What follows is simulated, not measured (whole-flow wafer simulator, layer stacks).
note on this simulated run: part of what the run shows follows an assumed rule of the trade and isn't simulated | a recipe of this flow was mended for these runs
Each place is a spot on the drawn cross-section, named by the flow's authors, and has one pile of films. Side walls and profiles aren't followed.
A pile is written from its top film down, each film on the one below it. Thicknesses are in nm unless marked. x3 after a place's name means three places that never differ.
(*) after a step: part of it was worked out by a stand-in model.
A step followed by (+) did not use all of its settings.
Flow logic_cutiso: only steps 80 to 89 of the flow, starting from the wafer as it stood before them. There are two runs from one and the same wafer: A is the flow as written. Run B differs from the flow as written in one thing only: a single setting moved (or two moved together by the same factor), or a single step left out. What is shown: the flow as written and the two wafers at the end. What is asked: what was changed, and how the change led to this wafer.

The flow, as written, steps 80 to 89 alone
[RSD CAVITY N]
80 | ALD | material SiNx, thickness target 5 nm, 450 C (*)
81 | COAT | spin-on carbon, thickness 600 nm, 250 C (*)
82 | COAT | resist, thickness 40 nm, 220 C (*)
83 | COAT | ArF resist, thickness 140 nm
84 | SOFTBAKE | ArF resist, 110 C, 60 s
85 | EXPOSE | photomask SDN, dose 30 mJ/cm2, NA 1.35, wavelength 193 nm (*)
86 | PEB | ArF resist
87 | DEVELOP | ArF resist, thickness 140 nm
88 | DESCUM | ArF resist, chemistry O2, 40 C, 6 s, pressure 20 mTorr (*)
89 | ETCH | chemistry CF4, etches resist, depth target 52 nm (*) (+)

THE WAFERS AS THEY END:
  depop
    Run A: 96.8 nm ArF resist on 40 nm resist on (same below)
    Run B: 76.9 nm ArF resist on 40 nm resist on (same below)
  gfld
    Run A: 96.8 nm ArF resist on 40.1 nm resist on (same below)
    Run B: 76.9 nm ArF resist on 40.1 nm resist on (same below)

Cause: step 83, COAT: thickness 120 nm was run, though the flow has thickness 140 nm; step 87, DEVELOP: thickness 120 nm was run, where the flow has thickness 140 nm.

Step by step, how the change led to this:
  83 | COAT | ArF resist, thickness 140 nm
      depop, dpovl x3, gfld and 17 more: A ArF resist gains 140 (new film) | B ArF resist gains 120 (new film)
  87 | DEVELOP | ArF resist, thickness 140 nm
      gl, gxn, lnr, lnrt, rsdn, rsdx, tap: A ArF resist loses 139.3 (all of it) | B ArF resist loses 119.4 (all of it)
